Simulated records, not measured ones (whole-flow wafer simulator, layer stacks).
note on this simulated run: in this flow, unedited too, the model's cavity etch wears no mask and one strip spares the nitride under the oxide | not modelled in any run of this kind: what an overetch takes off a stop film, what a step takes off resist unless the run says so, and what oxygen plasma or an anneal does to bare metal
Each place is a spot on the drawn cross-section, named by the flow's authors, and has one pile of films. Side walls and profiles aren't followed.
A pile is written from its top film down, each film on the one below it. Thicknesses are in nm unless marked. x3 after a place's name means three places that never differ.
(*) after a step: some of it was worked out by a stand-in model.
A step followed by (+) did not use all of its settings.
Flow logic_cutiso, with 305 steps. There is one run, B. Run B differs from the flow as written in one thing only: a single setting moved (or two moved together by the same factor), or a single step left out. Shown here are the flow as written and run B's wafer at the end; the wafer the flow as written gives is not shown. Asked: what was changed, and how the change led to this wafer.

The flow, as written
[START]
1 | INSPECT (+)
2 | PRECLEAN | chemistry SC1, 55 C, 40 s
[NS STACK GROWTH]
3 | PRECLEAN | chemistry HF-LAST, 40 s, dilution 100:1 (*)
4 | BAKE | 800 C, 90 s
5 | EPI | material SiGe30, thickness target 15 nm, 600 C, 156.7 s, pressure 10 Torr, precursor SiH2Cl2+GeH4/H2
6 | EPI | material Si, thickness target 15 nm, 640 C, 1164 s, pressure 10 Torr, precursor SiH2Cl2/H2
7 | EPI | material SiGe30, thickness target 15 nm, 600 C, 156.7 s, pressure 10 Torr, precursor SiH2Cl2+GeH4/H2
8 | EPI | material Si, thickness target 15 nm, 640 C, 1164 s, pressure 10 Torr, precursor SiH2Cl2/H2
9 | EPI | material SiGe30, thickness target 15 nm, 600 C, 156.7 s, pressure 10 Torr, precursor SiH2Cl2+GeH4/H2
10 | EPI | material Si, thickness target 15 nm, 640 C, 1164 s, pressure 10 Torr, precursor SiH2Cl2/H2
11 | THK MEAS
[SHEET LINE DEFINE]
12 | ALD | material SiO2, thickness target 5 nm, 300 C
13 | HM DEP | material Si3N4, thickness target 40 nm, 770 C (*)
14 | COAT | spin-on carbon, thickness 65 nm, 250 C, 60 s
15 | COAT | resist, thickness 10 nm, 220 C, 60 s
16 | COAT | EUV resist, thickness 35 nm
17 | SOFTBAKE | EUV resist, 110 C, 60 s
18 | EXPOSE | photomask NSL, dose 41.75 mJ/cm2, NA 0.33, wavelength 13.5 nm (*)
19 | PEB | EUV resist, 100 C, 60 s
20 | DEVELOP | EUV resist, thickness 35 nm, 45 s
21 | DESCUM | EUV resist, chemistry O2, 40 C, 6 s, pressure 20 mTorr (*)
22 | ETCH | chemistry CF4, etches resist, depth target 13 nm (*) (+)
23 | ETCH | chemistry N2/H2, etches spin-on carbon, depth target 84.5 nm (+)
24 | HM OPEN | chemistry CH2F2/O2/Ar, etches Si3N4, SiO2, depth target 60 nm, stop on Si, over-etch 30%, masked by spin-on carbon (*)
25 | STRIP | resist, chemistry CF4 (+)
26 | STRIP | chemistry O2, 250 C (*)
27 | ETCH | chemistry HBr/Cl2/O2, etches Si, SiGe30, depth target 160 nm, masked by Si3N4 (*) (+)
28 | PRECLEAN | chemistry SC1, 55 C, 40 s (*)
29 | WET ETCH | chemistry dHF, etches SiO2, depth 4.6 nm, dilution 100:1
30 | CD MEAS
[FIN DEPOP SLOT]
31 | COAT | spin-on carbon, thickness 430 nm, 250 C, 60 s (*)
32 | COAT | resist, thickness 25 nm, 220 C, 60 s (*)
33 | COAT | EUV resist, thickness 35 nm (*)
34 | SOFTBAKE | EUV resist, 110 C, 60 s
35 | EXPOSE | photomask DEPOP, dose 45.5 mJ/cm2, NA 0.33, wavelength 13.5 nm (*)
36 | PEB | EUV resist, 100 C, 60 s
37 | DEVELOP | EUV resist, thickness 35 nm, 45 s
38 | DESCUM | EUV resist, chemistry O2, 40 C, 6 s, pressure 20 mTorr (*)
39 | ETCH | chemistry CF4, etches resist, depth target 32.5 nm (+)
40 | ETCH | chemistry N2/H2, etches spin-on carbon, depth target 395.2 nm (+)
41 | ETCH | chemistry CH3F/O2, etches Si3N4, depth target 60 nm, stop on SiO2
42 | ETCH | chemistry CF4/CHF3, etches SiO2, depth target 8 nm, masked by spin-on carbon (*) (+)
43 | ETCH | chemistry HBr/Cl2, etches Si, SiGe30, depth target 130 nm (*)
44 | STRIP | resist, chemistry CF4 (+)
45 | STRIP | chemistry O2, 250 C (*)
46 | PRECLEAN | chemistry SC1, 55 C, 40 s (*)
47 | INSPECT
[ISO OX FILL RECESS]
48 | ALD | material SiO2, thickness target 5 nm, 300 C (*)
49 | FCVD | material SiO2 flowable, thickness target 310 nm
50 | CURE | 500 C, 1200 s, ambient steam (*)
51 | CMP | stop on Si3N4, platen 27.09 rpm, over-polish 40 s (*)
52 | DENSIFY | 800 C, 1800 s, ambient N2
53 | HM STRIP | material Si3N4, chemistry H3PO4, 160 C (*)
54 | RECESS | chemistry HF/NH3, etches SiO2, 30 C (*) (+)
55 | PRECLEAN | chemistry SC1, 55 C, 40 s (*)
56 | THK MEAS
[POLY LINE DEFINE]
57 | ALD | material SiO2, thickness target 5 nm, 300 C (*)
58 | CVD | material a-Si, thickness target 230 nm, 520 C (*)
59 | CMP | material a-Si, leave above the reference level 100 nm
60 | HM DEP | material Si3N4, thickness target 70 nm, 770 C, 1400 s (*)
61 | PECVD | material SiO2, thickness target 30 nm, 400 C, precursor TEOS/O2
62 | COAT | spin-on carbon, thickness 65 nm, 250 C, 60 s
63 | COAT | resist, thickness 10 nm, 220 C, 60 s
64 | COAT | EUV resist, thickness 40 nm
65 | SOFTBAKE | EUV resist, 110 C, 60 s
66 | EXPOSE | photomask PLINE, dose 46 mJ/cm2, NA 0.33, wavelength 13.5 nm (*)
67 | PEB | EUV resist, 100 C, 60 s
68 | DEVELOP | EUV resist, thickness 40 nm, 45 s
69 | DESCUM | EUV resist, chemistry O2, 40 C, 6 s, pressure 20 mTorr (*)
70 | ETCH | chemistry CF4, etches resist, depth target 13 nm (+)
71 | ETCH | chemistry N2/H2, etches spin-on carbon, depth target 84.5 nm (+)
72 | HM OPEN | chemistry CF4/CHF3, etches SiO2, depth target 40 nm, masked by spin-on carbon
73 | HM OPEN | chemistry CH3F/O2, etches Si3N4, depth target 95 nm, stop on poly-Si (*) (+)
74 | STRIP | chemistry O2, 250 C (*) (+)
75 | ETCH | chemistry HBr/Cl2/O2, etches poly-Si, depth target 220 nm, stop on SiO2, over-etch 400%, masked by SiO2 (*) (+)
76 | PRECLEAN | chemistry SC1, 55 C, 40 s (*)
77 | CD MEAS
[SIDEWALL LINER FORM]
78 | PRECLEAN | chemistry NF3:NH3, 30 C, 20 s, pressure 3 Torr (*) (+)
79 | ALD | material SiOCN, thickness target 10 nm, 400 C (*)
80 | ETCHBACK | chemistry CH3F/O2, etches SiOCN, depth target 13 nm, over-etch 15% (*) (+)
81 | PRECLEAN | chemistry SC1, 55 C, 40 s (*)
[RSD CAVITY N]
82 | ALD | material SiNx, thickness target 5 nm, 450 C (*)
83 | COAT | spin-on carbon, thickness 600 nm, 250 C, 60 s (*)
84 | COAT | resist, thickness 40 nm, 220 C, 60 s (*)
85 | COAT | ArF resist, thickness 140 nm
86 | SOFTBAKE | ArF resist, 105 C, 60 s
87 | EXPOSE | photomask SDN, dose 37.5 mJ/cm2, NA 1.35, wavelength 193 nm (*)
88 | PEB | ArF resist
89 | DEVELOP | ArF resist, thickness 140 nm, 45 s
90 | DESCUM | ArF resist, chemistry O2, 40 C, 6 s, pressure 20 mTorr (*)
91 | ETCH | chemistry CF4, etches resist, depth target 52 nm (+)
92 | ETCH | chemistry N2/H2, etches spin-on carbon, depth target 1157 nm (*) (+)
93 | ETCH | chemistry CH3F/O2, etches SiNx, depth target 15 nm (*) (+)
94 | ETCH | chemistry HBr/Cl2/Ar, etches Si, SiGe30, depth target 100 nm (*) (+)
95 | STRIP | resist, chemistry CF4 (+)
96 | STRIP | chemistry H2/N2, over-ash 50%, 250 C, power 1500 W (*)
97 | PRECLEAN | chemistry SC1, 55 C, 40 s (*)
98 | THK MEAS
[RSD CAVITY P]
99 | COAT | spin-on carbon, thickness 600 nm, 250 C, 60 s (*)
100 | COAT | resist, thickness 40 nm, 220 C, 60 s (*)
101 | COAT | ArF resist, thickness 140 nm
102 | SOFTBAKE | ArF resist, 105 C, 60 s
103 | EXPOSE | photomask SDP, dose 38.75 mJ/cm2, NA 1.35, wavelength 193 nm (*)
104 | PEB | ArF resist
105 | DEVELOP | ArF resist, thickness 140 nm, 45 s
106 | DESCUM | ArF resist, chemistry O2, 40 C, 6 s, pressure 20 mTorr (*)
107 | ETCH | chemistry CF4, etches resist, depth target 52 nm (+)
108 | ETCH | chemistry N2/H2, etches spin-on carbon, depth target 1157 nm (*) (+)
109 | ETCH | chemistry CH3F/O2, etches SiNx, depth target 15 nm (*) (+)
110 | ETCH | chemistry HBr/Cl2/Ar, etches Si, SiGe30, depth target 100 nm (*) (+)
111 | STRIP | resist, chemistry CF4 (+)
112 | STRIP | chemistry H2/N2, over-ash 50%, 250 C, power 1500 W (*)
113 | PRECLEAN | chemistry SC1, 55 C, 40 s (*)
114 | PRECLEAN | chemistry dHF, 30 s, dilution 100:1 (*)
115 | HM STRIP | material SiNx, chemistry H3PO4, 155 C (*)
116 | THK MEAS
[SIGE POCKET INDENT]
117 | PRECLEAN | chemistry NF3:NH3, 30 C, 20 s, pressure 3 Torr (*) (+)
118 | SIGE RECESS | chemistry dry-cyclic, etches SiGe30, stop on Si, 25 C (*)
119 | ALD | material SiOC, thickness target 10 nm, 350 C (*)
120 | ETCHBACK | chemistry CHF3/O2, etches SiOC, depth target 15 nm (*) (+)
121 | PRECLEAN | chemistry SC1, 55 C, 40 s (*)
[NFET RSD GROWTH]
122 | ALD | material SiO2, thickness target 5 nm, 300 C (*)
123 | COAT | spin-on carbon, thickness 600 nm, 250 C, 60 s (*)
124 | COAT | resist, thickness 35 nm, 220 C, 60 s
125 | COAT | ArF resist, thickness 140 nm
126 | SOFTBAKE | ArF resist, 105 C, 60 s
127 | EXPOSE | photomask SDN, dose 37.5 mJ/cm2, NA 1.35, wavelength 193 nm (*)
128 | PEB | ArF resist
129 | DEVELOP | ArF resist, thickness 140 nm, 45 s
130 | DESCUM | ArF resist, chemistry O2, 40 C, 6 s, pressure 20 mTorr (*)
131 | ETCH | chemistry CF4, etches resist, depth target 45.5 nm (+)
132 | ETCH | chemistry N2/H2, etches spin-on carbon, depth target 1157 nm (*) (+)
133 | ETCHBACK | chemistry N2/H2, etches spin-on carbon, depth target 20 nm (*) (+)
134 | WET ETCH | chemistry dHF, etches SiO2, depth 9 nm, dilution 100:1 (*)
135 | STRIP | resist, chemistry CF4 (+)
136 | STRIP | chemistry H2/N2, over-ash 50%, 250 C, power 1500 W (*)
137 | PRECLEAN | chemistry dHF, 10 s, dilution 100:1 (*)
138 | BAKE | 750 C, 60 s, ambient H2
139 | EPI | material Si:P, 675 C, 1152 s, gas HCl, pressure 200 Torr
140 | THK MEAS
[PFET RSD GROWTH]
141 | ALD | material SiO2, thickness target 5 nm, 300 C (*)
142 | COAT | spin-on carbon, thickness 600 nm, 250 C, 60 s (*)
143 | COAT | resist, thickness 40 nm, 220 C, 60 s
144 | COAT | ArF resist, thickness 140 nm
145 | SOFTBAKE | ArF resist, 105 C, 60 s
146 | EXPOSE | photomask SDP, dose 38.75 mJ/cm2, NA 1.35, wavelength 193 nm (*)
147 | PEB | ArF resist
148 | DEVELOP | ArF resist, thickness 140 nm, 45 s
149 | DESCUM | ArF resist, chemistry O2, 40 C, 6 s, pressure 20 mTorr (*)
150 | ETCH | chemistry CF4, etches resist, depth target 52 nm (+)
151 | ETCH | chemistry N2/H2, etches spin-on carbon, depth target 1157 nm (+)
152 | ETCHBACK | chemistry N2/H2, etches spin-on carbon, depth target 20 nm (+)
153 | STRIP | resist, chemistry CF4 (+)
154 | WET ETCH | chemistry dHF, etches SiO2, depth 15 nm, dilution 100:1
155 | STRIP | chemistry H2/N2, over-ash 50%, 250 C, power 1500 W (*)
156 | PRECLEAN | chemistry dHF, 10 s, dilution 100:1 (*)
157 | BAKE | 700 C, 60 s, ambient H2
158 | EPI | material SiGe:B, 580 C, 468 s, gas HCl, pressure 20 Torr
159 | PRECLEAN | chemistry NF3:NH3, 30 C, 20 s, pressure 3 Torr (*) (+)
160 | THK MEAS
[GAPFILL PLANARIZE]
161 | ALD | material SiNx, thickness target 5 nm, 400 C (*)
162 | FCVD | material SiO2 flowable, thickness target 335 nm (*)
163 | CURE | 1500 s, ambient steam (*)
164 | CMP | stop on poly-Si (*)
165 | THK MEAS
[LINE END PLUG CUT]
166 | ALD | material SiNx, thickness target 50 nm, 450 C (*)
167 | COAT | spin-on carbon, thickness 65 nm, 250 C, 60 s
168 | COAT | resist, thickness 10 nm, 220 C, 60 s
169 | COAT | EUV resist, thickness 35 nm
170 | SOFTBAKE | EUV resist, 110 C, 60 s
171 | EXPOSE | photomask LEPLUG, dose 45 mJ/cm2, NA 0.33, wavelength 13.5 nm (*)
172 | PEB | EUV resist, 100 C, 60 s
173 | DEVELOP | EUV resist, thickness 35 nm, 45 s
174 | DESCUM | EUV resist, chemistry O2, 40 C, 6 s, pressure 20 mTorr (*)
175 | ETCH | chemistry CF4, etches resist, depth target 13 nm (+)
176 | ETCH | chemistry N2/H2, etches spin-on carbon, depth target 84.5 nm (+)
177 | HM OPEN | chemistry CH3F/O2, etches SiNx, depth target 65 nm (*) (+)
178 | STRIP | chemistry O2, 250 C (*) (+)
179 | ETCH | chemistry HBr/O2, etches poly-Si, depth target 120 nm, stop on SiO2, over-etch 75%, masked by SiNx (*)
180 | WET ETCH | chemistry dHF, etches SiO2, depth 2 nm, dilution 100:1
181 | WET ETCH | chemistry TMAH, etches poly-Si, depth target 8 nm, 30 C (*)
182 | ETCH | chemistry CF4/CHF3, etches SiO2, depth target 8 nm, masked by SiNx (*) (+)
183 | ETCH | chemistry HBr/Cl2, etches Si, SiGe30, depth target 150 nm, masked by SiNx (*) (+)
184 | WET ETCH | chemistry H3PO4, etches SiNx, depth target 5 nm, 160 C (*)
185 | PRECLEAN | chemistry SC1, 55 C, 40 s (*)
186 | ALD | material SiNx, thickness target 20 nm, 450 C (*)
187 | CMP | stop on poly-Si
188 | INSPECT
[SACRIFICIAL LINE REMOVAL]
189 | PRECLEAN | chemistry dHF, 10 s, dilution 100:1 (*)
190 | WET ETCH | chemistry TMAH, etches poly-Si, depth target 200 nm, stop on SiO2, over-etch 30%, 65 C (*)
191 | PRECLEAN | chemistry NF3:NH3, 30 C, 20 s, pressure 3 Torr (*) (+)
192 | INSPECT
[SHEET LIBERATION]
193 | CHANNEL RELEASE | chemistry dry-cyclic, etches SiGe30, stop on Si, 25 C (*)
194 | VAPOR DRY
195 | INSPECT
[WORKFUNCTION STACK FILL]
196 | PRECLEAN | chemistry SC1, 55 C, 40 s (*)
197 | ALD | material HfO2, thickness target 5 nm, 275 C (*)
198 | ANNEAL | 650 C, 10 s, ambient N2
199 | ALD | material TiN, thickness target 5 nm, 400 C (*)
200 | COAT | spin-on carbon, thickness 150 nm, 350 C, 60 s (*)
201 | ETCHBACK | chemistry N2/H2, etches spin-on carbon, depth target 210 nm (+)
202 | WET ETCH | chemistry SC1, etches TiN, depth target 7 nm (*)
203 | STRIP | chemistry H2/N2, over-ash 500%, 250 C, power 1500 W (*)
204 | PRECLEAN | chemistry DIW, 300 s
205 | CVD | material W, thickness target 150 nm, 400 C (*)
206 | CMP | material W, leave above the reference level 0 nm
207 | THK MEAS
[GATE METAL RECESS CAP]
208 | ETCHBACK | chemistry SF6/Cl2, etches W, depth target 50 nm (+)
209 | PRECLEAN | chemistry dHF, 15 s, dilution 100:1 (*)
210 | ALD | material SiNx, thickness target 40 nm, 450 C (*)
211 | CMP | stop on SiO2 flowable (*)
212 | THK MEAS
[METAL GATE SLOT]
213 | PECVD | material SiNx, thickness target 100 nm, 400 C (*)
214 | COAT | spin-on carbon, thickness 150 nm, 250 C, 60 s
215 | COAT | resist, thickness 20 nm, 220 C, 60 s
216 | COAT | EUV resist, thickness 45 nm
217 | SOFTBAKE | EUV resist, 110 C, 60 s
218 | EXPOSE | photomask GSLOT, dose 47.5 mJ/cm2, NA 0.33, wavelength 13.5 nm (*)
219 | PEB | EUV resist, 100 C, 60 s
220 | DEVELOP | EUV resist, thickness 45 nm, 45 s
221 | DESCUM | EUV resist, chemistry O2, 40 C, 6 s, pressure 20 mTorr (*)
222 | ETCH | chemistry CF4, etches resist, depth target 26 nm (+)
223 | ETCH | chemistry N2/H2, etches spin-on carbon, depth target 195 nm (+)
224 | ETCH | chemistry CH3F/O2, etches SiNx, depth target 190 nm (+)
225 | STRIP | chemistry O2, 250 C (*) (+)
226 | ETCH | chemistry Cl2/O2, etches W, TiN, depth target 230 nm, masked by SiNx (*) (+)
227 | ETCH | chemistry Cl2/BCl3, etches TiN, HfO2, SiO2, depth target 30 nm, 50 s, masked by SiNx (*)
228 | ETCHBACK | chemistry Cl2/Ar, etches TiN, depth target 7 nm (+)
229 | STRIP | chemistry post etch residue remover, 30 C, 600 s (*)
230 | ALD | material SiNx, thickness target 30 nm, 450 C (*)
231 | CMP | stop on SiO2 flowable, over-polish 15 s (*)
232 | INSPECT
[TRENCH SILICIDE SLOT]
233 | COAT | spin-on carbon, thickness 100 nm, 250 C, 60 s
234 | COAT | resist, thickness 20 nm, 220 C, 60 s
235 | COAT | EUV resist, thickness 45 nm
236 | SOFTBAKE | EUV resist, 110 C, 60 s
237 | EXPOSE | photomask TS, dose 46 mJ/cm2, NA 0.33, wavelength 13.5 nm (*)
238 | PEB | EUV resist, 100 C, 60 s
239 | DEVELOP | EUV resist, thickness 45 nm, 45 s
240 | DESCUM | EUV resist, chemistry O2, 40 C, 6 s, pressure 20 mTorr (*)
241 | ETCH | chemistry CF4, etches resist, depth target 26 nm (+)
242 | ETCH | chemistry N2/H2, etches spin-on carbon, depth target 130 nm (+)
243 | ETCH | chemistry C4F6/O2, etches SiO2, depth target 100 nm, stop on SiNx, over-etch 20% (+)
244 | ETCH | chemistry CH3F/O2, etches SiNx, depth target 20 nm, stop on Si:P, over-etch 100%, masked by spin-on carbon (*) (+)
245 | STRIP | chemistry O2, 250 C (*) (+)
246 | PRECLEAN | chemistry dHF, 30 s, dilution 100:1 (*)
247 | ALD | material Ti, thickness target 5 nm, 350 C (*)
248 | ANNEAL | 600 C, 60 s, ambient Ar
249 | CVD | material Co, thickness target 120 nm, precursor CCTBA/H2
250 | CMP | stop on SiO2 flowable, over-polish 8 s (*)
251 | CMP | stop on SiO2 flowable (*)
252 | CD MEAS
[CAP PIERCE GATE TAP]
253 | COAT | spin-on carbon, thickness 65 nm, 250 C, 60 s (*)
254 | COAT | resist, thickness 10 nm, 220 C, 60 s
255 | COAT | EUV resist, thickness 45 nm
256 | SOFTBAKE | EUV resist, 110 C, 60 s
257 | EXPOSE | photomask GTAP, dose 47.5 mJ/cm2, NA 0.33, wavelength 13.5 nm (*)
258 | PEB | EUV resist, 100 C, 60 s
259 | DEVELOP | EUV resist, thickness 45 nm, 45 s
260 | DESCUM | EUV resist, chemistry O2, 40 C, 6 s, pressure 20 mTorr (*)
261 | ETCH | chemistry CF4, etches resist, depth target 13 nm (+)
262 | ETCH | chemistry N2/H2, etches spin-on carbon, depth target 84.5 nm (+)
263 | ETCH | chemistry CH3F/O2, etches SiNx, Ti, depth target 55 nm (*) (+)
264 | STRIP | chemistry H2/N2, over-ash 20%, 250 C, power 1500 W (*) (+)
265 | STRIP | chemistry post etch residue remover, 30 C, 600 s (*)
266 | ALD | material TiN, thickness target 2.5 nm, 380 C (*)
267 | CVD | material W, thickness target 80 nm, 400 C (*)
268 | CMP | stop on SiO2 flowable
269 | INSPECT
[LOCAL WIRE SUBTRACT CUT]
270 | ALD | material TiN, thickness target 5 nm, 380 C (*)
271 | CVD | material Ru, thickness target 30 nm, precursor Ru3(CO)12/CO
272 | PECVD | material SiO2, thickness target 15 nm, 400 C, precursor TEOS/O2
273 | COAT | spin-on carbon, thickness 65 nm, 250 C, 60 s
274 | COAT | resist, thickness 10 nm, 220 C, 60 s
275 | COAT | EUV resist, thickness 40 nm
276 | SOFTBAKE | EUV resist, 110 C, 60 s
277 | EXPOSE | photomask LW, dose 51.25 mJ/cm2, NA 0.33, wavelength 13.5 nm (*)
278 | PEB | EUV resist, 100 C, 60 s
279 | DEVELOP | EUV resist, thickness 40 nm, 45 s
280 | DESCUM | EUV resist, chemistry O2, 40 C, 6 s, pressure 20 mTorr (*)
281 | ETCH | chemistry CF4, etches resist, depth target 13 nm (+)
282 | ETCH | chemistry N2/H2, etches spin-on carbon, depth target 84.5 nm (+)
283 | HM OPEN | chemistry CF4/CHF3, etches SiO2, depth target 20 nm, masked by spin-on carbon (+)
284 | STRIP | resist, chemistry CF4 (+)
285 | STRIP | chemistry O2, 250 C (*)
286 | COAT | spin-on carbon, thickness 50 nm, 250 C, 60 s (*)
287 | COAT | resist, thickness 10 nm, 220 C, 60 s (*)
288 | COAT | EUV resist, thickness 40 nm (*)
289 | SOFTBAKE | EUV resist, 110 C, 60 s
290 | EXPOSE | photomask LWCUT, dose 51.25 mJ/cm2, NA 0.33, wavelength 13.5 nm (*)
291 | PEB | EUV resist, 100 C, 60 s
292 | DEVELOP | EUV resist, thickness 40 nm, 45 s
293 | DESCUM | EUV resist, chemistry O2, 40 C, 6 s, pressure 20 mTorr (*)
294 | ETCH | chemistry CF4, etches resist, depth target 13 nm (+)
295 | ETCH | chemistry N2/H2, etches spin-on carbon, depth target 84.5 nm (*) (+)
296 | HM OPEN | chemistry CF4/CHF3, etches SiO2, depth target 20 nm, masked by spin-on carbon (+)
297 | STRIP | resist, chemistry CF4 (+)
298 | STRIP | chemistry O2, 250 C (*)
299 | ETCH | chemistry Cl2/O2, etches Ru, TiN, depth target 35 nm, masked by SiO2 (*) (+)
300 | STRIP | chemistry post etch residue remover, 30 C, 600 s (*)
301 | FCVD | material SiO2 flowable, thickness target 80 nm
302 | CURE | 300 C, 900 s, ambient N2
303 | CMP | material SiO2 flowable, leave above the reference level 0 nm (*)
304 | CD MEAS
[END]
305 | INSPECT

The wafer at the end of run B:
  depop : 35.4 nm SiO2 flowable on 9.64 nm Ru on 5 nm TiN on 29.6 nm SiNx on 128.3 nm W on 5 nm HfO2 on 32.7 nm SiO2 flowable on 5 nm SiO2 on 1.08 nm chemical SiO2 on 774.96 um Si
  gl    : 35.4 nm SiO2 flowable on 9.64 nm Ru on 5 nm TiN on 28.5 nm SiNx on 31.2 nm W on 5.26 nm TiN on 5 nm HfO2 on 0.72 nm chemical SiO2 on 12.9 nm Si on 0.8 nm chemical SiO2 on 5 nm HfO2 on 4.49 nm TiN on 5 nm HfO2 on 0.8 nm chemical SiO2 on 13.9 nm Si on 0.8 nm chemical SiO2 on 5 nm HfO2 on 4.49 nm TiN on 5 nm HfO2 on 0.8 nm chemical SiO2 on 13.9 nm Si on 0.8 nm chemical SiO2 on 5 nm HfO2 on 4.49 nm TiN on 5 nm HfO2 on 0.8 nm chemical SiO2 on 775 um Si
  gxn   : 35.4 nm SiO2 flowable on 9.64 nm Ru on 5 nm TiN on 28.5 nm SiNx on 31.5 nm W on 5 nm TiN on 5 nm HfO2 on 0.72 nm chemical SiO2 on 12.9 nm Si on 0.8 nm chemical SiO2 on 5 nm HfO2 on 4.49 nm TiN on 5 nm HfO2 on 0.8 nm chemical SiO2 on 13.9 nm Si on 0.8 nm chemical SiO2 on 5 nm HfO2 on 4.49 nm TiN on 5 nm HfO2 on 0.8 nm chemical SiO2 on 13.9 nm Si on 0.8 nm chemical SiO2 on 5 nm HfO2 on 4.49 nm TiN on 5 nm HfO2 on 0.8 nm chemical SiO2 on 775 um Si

The reason: step 271, CVD: thickness target 45 nm was run, though the flow has thickness target 30 nm.

Step by step, how the change led to this:
  271 | CVD | material Ru, thickness target 30 nm, precursor Ru3(CO)12/CO
      depop, dpovl, gfld and 19 more: +45 Ru (new film) (in the flow as written it would be: +30 Ru (new film))
  299 | ETCH | chemistry Cl2/O2, etches Ru, TiN, depth target 35 nm, masked by SiO2 (*) (+)
      depop, dpovl, gfld and 15 more: -35 Ru (in the flow as written it would be: -29.6 Ru (all of it), -5 TiN (all of it))
  301 | FCVD | material SiO2 flowable, thickness target 80 nm
      iso, rsdx: +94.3 SiO2 flowable (new film) (in the flow as written it would be: +94.2 SiO2 flowable)
If metal films that touch count as one body, depop has 2 bodies (between them, from the top down: SiNx 29.6); the flow as written gives 1 body.
If metal films that touch count as one body, gl has 5 bodies (between them, from the top down: SiNx 28.5; HfO2 5 / chemical SiO2 0.72 / Si 12.9 / chemical SiO2 0.8 / HfO2 5; HfO2 5 / chemical SiO2 0.8 / Si 13.9 / chemical SiO2 0.8 / HfO2 5; HfO2 5 / chemical SiO2 0.8 / Si 13.9 / chemical SiO2 0.8 / HfO2 5); the flow as written gives 4 bodies (between them, from the top down: HfO2 5 / chemical SiO2 0.72 / Si 12.9 / chemical SiO2 0.8 / HfO2 5; HfO2 5 / chemical SiO2 0.8 / Si 13.9 / chemical SiO2 0.8 / HfO2 5; HfO2 5 / chemical SiO2 0.8 / Si 13.9 / chemical SiO2 0.8 / HfO2 5).
If metal films that touch count as one body, gxn has 5 bodies (between them, from the top down: SiNx 28.5; HfO2 5 / chemical SiO2 0.72 / Si 12.9 / chemical SiO2 0.8 / HfO2 5; HfO2 5 / chemical SiO2 0.8 / Si 13.9 / chemical SiO2 0.8 / HfO2 5; HfO2 5 / chemical SiO2 0.8 / Si 13.9 / chemical SiO2 0.8 / HfO2 5); the flow as written gives 4 bodies (between them, from the top down: HfO2 5 / chemical SiO2 0.72 / Si 12.9 / chemical SiO2 0.8 / HfO2 5; HfO2 5 / chemical SiO2 0.8 / Si 13.9 / chemical SiO2 0.8 / HfO2 5; HfO2 5 / chemical SiO2 0.8 / Si 13.9 / chemical SiO2 0.8 / HfO2 5).
